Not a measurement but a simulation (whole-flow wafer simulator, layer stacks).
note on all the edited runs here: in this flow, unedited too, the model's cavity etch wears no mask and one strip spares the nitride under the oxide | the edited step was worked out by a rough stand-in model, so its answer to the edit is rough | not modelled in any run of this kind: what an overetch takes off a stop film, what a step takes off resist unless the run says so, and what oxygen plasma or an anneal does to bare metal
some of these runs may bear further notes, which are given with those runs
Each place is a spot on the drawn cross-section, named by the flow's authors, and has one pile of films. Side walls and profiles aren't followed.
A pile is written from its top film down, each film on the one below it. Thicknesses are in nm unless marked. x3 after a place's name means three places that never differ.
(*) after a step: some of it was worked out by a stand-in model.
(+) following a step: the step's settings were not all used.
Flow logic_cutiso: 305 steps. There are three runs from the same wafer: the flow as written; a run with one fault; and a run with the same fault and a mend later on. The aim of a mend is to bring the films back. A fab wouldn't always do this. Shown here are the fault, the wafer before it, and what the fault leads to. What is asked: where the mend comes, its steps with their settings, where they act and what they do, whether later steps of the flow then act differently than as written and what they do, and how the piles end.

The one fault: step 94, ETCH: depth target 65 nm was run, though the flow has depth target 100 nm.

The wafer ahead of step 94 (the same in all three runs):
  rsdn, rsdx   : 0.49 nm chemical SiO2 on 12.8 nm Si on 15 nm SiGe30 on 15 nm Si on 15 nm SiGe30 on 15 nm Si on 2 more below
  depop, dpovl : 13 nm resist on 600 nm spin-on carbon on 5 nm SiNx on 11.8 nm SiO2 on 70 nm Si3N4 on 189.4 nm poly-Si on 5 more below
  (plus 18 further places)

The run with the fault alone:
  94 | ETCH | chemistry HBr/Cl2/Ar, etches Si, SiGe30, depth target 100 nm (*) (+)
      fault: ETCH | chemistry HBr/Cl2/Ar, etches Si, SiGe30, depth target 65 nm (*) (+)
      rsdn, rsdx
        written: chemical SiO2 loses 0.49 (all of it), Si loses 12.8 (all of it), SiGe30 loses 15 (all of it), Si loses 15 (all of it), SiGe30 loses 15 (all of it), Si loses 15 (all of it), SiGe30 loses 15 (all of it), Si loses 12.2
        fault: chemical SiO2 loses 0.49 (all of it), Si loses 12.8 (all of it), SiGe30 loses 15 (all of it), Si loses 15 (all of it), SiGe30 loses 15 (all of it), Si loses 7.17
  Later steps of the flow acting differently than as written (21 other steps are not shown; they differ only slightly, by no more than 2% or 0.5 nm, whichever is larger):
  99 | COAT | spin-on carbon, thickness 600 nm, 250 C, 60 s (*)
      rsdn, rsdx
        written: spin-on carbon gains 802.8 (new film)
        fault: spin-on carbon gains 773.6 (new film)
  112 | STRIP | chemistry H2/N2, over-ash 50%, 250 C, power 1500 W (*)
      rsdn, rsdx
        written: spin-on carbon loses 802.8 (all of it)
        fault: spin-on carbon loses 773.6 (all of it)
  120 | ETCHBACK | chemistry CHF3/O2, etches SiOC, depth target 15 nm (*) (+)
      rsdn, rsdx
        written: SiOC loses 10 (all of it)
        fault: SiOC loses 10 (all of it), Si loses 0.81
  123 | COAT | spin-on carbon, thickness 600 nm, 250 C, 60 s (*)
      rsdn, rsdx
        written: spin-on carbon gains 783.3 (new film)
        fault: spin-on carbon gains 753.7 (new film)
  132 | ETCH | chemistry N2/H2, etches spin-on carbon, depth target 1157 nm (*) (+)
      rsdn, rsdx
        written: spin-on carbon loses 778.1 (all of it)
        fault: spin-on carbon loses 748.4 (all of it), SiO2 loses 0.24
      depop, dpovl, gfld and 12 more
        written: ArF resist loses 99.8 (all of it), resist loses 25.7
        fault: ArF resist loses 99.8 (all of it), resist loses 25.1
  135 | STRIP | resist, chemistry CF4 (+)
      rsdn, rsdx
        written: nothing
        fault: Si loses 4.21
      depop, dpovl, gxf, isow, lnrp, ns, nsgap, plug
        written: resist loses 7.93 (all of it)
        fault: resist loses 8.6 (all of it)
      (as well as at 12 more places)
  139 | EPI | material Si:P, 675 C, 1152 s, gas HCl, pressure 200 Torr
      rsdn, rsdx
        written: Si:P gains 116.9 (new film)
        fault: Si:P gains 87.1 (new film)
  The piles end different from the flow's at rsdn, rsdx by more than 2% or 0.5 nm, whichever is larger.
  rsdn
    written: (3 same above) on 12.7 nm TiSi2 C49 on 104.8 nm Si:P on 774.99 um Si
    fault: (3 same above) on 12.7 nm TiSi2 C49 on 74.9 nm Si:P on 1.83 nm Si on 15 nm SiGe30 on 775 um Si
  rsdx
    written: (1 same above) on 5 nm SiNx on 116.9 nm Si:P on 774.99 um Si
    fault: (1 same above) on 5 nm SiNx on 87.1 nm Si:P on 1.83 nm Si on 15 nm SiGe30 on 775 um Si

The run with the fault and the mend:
  After step 94 comes the mend.
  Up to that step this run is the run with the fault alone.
  94a | ETCH | chemistry HBr/Cl2/Ar, etches Si, SiGe30, depth target 35 nm (*) (+) (a further turn of the flow's step 94, with different settings)
      rsdn, rsdx
        Si loses 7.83 (all of it), SiGe30 loses 15 (all of it), Si loses 12.2
  None of the later steps of the flow acts differently than as written at any place that is followed.
  The piles end the same as the flow's at every place that both follow.
